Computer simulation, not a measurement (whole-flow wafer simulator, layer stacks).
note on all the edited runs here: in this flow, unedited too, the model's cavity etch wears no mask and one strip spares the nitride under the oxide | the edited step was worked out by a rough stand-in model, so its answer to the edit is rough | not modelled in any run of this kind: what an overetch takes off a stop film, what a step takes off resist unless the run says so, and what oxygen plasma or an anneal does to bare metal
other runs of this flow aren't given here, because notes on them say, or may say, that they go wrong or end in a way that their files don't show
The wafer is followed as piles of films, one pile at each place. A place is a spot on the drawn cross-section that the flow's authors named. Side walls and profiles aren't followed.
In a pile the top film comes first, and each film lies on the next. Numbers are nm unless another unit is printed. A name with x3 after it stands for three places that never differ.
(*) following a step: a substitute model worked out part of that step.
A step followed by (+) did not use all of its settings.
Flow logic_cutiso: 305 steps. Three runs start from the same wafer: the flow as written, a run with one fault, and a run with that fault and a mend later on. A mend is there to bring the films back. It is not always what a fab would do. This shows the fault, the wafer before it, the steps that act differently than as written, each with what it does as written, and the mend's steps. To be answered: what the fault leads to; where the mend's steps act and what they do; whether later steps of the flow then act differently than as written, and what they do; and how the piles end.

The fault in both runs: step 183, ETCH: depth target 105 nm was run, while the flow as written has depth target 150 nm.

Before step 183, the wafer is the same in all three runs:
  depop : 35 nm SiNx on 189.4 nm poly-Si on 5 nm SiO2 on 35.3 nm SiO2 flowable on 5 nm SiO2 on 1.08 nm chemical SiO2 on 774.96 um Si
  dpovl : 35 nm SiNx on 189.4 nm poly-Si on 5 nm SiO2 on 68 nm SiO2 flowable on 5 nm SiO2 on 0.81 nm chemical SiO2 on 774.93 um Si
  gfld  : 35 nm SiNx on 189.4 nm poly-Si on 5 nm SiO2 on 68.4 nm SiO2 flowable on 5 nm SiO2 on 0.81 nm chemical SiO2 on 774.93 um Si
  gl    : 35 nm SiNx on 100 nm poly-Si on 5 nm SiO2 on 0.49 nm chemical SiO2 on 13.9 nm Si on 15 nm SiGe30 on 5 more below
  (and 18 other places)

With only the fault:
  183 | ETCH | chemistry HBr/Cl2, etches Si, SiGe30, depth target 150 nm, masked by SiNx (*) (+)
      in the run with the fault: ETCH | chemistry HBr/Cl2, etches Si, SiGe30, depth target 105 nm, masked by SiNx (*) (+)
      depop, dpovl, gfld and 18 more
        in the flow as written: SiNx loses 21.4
        in the run with the fault: SiNx loses 15
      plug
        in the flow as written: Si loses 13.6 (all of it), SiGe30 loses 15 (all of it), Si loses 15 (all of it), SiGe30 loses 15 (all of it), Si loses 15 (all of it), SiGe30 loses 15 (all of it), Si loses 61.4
        in the run with the fault: Si loses 13.6 (all of it), SiGe30 loses 15 (all of it), Si loses 15 (all of it), SiGe30 loses 15 (all of it), Si loses 15 (all of it), SiGe30 loses 15 (all of it), Si loses 16.4
  Steps later in the flow that act otherwise than as written:
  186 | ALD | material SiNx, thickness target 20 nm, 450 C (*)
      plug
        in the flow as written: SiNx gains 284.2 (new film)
        in the run with the fault: SiNx gains 245.6 (new film)
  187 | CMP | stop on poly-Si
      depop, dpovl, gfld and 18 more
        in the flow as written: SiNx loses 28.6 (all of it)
        in the run with the fault: SiNx loses 35 (all of it)
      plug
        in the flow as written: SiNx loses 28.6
        in the run with the fault: SiNx loses 35
  At plug, the piles at the end differ from the flow's by more than 2% or 0.5 nm, whichever is larger.
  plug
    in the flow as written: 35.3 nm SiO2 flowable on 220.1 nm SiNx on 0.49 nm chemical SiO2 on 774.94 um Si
    in the run with the fault: 35.3 nm SiO2 flowable on 175.1 nm SiNx on 0.49 nm chemical SiO2 on 774.98 um Si

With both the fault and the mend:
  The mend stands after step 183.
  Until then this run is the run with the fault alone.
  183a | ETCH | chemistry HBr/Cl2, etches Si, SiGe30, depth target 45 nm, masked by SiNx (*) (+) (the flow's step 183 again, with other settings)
      depop, dpovl, gfld and 18 more
        SiNx loses 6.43
      plug
        Si loses 45
  Every later step of the flow that is run acts as written at every place that is followed.
  The piles end the same as the flow's at every place that both follow.
